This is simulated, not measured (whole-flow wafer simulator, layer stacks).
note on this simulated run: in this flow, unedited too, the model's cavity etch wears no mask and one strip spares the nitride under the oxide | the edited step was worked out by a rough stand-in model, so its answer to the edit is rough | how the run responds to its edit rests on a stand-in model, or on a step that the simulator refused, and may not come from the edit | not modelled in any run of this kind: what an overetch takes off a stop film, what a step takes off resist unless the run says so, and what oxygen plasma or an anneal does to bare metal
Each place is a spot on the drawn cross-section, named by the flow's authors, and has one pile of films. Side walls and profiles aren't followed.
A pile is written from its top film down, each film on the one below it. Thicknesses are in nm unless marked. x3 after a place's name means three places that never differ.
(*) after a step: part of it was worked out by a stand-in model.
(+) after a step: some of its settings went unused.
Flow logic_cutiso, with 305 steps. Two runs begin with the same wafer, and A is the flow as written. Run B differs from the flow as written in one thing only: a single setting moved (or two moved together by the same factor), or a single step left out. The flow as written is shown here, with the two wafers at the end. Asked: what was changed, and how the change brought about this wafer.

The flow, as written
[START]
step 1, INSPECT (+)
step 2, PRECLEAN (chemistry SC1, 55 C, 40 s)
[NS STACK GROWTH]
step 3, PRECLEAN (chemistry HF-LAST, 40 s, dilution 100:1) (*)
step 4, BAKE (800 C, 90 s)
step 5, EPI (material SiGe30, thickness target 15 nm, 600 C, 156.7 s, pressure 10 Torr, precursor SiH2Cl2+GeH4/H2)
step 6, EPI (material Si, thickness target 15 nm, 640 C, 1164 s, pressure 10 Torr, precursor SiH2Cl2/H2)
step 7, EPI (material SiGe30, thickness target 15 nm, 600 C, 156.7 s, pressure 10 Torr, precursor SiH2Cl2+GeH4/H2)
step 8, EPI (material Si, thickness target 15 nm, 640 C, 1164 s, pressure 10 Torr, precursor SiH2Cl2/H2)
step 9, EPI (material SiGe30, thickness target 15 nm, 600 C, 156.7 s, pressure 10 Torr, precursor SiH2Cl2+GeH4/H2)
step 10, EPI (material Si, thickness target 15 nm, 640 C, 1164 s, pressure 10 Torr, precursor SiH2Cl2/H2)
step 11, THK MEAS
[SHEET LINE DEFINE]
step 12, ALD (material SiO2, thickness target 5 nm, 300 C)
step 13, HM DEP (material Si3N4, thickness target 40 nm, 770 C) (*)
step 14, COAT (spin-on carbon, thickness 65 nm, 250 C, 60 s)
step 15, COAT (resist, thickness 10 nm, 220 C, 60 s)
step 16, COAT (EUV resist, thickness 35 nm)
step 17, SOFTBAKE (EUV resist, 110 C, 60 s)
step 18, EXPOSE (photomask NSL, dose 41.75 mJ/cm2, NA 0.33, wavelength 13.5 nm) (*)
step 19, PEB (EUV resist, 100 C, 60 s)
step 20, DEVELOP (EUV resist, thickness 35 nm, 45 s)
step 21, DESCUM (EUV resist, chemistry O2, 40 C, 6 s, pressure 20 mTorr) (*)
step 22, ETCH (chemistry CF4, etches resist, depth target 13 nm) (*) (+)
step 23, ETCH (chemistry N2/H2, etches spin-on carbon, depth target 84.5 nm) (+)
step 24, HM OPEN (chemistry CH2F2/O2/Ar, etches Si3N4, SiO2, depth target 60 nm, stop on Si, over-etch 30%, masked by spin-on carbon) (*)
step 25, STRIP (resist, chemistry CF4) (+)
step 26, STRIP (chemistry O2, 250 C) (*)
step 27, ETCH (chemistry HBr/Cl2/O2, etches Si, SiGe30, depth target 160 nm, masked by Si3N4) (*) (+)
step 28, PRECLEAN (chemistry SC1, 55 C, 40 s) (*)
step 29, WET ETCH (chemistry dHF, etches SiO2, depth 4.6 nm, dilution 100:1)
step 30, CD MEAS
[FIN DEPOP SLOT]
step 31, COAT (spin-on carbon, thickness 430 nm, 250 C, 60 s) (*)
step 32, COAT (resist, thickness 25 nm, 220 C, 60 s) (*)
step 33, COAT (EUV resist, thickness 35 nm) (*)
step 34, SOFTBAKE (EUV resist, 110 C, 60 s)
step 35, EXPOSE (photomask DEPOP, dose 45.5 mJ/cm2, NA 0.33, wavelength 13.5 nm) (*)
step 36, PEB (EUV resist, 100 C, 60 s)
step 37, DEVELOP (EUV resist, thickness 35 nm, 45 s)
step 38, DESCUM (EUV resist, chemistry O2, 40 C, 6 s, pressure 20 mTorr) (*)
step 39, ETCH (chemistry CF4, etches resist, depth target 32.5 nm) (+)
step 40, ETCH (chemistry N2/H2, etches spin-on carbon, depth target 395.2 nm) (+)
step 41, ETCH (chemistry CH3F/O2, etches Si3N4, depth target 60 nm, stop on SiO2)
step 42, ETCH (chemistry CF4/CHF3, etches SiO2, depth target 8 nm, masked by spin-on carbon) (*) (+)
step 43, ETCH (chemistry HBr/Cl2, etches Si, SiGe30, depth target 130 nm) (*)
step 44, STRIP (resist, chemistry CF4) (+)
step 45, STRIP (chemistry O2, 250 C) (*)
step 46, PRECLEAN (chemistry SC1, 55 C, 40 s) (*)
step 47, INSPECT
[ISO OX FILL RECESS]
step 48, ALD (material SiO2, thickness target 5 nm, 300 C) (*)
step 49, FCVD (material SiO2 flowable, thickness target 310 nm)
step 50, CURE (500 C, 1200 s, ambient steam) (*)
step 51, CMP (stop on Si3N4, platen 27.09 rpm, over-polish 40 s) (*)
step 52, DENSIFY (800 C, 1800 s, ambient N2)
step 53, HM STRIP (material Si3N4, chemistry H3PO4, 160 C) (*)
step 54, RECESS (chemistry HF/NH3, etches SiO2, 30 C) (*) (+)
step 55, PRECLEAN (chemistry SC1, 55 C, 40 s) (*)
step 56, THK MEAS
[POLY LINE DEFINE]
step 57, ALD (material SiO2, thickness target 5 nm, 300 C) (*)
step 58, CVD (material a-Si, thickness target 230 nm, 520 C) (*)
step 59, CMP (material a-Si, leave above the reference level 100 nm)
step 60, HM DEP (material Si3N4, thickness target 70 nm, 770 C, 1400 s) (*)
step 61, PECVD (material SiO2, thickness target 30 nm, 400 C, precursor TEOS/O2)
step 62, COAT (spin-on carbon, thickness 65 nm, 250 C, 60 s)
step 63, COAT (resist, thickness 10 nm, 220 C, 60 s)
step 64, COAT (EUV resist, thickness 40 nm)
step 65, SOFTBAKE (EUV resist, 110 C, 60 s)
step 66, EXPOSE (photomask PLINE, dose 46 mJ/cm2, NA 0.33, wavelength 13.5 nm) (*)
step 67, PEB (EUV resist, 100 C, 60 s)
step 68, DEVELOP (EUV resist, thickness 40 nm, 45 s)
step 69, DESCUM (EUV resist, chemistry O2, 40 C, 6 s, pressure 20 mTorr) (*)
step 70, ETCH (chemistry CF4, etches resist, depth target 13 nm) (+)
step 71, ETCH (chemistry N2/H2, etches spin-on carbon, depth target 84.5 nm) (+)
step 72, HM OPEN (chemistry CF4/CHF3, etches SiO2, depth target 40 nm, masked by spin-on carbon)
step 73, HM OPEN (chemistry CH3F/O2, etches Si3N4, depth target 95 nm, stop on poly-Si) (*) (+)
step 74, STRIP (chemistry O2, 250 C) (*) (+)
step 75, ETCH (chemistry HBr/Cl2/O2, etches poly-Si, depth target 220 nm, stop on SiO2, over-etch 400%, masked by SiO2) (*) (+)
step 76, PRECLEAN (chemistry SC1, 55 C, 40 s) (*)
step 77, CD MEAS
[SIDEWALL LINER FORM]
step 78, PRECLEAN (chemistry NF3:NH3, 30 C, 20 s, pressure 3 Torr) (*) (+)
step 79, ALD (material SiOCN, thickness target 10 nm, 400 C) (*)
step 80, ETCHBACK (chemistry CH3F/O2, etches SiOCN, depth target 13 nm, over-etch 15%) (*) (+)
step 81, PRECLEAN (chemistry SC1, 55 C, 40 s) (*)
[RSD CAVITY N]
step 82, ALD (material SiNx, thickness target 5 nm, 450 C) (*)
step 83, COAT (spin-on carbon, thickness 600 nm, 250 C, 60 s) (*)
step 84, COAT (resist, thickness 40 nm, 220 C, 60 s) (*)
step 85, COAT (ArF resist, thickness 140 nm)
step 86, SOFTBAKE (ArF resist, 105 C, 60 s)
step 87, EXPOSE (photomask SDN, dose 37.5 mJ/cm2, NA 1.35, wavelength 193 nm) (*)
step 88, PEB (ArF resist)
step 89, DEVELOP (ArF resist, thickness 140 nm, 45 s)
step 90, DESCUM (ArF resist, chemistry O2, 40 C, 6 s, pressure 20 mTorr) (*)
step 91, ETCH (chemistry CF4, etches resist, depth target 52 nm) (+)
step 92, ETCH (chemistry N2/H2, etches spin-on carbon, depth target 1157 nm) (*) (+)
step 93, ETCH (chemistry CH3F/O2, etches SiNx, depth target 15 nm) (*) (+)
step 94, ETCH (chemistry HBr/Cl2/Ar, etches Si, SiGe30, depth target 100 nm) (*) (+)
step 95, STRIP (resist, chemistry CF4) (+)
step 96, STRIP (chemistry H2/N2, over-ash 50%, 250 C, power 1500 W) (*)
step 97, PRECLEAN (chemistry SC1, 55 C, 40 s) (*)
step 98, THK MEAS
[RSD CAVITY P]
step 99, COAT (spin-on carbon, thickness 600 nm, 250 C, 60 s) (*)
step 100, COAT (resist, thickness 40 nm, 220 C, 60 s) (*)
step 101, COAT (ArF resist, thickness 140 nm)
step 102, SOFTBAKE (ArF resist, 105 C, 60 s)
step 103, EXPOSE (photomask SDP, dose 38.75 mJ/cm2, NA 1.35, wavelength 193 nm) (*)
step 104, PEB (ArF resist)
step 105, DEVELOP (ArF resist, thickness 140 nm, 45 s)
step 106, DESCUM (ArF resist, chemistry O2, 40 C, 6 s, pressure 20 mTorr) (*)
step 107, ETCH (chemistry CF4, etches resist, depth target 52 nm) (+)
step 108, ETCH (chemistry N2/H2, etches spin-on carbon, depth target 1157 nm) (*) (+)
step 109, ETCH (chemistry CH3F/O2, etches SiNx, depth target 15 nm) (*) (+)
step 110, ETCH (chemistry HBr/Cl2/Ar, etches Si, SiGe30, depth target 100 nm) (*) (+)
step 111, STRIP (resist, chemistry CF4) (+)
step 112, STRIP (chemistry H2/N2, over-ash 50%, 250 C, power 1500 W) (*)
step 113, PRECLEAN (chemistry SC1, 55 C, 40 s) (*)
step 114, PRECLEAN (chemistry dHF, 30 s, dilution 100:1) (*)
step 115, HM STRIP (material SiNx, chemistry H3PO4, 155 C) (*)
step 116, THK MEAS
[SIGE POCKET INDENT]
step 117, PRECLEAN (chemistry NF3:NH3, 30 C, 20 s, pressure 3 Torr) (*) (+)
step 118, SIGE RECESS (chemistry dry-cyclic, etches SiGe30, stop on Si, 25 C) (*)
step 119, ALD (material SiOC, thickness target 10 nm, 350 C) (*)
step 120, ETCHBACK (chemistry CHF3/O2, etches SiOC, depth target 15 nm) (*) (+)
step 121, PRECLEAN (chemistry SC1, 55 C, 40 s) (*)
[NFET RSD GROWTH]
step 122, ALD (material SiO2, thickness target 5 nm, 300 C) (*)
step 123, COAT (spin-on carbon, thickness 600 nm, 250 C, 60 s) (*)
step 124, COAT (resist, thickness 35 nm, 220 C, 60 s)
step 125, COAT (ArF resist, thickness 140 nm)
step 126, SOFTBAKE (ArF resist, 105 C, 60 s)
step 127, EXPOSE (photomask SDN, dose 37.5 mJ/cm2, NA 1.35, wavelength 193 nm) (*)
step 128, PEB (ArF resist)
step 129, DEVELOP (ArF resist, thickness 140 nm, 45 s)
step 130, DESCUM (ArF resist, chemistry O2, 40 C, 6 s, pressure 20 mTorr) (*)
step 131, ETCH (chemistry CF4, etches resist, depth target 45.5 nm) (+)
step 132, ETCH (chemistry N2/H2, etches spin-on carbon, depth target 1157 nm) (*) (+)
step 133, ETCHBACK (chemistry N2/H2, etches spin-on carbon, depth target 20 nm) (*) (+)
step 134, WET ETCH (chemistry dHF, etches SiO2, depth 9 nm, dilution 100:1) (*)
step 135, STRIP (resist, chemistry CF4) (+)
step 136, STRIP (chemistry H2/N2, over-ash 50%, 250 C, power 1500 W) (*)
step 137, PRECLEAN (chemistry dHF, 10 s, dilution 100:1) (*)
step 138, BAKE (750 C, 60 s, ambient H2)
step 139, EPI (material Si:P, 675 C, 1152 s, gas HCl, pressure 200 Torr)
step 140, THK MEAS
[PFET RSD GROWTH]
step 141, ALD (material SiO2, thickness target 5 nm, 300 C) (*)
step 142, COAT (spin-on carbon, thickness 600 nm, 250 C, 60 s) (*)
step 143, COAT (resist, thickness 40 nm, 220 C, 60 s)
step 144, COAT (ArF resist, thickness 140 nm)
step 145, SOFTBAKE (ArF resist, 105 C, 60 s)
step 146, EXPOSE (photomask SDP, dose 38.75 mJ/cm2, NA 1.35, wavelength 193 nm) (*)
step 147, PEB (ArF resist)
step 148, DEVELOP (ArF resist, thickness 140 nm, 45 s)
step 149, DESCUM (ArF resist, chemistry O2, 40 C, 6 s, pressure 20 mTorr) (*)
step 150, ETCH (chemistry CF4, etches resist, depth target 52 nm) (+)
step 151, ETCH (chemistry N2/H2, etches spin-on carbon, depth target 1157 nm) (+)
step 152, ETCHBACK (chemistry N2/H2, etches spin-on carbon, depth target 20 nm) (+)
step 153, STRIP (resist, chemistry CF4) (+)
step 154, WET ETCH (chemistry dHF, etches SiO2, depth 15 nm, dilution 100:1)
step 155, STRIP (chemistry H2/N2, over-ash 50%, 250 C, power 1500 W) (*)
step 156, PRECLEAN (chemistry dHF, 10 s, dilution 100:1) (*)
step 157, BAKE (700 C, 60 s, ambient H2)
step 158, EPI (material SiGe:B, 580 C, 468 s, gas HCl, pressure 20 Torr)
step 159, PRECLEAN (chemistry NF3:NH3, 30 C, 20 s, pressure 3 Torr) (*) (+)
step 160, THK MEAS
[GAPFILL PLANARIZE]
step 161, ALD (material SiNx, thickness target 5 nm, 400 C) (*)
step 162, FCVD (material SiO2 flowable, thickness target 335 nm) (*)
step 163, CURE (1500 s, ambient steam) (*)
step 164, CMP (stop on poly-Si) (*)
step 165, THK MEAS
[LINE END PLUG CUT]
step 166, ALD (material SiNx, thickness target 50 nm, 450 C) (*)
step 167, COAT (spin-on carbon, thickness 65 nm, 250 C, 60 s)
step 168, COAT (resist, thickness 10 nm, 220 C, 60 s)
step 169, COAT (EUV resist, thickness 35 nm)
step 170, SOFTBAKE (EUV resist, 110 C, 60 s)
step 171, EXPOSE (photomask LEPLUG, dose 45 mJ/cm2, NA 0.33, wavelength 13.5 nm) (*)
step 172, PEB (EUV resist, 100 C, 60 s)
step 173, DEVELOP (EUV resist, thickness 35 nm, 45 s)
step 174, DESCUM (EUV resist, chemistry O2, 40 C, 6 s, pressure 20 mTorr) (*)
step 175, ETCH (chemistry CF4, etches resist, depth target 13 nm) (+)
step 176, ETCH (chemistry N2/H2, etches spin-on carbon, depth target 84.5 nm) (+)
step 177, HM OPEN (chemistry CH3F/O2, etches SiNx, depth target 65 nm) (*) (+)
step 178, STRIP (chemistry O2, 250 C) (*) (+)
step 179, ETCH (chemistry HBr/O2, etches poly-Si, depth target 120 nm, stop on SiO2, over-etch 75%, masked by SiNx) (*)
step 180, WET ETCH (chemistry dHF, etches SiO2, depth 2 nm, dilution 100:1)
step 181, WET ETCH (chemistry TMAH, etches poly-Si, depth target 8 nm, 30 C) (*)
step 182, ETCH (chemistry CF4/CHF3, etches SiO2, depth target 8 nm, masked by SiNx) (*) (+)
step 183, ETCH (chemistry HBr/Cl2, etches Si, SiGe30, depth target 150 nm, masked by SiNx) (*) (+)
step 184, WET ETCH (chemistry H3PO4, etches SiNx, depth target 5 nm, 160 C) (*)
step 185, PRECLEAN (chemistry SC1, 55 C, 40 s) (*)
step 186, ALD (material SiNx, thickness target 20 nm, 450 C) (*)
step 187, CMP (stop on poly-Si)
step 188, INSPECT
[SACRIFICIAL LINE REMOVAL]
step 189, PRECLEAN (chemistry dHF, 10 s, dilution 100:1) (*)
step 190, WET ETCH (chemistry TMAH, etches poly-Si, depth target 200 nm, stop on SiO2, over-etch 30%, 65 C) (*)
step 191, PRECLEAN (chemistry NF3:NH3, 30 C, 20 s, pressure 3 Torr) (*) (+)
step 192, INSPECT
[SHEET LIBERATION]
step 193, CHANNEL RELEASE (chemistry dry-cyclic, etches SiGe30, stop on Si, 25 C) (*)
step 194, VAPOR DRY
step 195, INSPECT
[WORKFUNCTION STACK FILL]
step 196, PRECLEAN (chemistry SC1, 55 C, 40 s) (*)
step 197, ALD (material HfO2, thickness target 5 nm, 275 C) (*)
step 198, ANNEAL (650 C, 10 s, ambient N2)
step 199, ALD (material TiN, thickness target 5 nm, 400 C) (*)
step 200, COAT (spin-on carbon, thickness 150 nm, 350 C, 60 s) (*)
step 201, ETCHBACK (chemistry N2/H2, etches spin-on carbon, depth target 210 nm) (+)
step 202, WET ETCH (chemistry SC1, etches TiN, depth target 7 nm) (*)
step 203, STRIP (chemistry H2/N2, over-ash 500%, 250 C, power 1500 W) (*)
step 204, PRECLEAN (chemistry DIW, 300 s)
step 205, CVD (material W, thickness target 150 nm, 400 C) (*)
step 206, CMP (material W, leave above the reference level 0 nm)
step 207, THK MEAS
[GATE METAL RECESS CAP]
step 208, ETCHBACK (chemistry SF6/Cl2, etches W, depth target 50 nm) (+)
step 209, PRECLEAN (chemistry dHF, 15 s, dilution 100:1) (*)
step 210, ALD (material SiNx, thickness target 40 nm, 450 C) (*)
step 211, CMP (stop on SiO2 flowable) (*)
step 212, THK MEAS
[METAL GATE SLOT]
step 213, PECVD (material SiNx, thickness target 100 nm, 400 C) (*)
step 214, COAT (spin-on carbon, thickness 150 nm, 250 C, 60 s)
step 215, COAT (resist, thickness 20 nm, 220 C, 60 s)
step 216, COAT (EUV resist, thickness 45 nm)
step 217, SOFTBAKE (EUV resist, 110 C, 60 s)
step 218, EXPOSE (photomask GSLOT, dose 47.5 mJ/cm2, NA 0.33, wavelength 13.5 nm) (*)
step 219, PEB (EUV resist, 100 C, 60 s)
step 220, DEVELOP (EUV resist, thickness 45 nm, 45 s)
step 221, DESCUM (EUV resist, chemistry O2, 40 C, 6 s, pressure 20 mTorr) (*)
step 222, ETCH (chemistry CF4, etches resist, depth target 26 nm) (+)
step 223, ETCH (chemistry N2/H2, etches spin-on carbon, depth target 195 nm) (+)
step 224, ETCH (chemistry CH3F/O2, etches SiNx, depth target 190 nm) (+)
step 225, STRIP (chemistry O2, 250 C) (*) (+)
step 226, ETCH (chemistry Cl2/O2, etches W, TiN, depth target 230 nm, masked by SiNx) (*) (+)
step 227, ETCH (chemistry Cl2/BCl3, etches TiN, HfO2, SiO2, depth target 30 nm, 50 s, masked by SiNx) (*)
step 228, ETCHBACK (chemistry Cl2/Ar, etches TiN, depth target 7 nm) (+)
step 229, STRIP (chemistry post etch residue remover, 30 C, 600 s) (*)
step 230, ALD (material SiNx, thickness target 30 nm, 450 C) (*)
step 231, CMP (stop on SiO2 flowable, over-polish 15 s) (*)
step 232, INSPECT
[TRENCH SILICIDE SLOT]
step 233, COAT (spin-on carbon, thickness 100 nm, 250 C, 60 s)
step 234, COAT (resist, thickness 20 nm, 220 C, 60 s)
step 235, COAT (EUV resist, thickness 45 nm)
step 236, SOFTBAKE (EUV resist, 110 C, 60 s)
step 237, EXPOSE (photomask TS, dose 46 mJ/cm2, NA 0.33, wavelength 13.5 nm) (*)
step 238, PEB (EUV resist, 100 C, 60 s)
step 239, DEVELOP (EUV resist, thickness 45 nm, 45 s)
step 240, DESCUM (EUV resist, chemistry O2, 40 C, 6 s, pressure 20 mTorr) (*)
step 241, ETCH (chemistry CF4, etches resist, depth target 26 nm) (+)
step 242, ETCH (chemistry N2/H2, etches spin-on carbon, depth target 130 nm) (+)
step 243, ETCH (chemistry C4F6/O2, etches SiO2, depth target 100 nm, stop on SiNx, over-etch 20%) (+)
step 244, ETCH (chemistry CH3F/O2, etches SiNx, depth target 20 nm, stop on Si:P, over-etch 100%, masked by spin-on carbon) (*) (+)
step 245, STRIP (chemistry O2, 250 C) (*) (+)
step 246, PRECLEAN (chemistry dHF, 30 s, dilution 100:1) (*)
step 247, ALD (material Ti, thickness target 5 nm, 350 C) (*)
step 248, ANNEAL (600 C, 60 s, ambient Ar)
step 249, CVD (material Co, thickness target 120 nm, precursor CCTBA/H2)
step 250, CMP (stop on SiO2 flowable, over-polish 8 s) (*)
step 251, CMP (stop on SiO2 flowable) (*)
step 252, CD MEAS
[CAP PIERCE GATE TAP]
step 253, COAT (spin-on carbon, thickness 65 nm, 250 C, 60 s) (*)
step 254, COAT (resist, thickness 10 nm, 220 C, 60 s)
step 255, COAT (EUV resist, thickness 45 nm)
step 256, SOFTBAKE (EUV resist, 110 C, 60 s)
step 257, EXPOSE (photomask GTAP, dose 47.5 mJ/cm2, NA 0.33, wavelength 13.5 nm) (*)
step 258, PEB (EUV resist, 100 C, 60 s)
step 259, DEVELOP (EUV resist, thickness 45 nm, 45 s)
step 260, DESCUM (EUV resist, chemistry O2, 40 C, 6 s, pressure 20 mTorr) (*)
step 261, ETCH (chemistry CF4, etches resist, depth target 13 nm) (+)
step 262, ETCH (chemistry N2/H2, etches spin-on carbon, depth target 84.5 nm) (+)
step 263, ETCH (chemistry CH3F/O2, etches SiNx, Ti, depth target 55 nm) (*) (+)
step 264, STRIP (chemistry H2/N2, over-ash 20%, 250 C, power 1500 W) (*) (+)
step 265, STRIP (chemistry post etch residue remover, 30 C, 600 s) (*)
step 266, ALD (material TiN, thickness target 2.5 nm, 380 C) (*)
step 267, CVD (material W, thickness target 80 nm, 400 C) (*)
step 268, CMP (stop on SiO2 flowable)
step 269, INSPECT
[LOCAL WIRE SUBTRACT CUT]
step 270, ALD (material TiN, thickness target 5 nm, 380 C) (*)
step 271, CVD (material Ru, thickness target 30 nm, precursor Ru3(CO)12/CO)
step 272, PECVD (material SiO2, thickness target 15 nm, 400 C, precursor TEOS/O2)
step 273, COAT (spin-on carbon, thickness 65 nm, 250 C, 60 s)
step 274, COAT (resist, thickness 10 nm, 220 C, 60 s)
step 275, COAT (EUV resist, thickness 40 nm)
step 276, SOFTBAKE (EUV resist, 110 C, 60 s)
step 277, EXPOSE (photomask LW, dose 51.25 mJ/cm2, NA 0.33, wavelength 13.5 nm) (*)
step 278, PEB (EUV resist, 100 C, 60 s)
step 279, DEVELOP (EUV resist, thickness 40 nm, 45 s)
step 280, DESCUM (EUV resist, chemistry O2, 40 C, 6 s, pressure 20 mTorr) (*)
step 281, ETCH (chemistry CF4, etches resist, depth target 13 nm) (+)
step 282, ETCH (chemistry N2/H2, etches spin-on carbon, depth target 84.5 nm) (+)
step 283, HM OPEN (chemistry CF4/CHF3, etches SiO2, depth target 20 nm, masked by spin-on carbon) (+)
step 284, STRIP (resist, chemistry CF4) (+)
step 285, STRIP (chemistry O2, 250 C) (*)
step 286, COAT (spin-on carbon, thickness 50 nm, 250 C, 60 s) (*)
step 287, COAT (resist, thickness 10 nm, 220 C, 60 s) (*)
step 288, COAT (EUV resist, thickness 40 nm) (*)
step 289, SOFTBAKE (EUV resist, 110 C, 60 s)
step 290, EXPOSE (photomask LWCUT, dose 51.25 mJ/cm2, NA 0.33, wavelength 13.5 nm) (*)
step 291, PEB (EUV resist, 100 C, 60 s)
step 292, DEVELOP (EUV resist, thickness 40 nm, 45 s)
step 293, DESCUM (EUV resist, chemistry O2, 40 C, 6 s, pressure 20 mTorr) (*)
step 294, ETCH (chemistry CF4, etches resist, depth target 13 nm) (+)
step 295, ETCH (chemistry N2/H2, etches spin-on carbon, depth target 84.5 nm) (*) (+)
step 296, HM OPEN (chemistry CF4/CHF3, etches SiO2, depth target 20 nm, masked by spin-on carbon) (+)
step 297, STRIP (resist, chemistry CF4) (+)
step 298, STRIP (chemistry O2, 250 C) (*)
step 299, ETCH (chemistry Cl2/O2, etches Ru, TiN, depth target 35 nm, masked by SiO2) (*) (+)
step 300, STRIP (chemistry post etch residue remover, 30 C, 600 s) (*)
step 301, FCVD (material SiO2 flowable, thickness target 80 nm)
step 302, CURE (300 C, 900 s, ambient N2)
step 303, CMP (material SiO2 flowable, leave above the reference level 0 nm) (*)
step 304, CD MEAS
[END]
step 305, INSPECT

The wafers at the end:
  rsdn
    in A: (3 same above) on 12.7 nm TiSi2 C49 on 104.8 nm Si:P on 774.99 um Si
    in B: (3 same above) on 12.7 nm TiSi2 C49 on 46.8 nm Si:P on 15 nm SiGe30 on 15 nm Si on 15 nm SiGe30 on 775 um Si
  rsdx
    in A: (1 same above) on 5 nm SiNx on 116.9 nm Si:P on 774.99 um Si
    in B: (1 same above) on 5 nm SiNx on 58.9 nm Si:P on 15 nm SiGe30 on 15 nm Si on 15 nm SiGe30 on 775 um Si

Cause: step 94, ETCH: depth target 40 nm was run, whereas the flow has depth target 100 nm.

The path from the change to this, step by step:
  step 94, ETCH (chemistry HBr/Cl2/Ar, etches Si, SiGe30, depth target 100 nm) (*) (+)
      rsdn, rsdx: A -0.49 chemical SiO2 (all of it), -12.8 Si (all of it), -15 SiGe30 (all of it), -15 Si (all of it), -15 SiGe30 (all of it), -15 Si (all of it), -15 SiGe30 (all of it), -12.2 Si | B -0.49 chemical SiO2 (all of it), -12.8 Si (all of it), -15 SiGe30 (all of it), -12.2 Si
  step 99, COAT (spin-on carbon, thickness 600 nm, 250 C, 60 s) (*)
      rsdn, rsdx: A +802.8 spin-on carbon (new film) | B +752.7 spin-on carbon (new film)
  step 111, STRIP (resist, chemistry CF4) (+)
      gl, gxf, gxn, lnr, lnrt, rsdn, rsdx: A -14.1 resist (all of it) | B -13.5 resist (all of it)
      plug: A -14 resist (all of it) | B -13.4 resist (all of it)
  step 112, STRIP (chemistry H2/N2, over-ash 50%, 250 C, power 1500 W) (*)
      rsdn, rsdx: A -802.8 spin-on carbon (all of it) | B -752.7 spin-on carbon (all of it)
  step 120, ETCHBACK (chemistry CHF3/O2, etches SiOC, depth target 15 nm) (*) (+)
      rsdn, rsdx: A -10 SiOC (all of it) | B -10 SiOC (all of it), -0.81 Si
  step 123, COAT (spin-on carbon, thickness 600 nm, 250 C, 60 s) (*)
      rsdn, rsdx: A +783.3 spin-on carbon (new film) | B +732 spin-on carbon (new film)
  step 132, ETCH (chemistry N2/H2, etches spin-on carbon, depth target 1157 nm) (*) (+)
      rsdn, rsdx: A -778.1 spin-on carbon (all of it) | B -726.7 spin-on carbon (all of it), -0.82 SiO2
  step 134, WET ETCH (chemistry dHF, etches SiO2, depth 9 nm, dilution 100:1) (*)
      rsdn, rsdx: A -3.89 SiO2 (all of it), -0.49 chemical SiO2 (all of it) | B -3.07 SiO2 (all of it), -0.49 chemical SiO2 (all of it)
  step 135, STRIP (resist, chemistry CF4) (+)
      rsdn, rsdx: A nothing | B -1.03 Si (all of it)
      iso, lnri, rsdw: A -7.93 resist (all of it) | B -8.46 resist (all of it)
      (and at 6 other places as well)
  step 139, EPI (material Si:P, 675 C, 1152 s, gas HCl, pressure 200 Torr)
      rsdn, rsdx: A +116.9 Si:P (new film) | B +58.9 Si:P (new film)
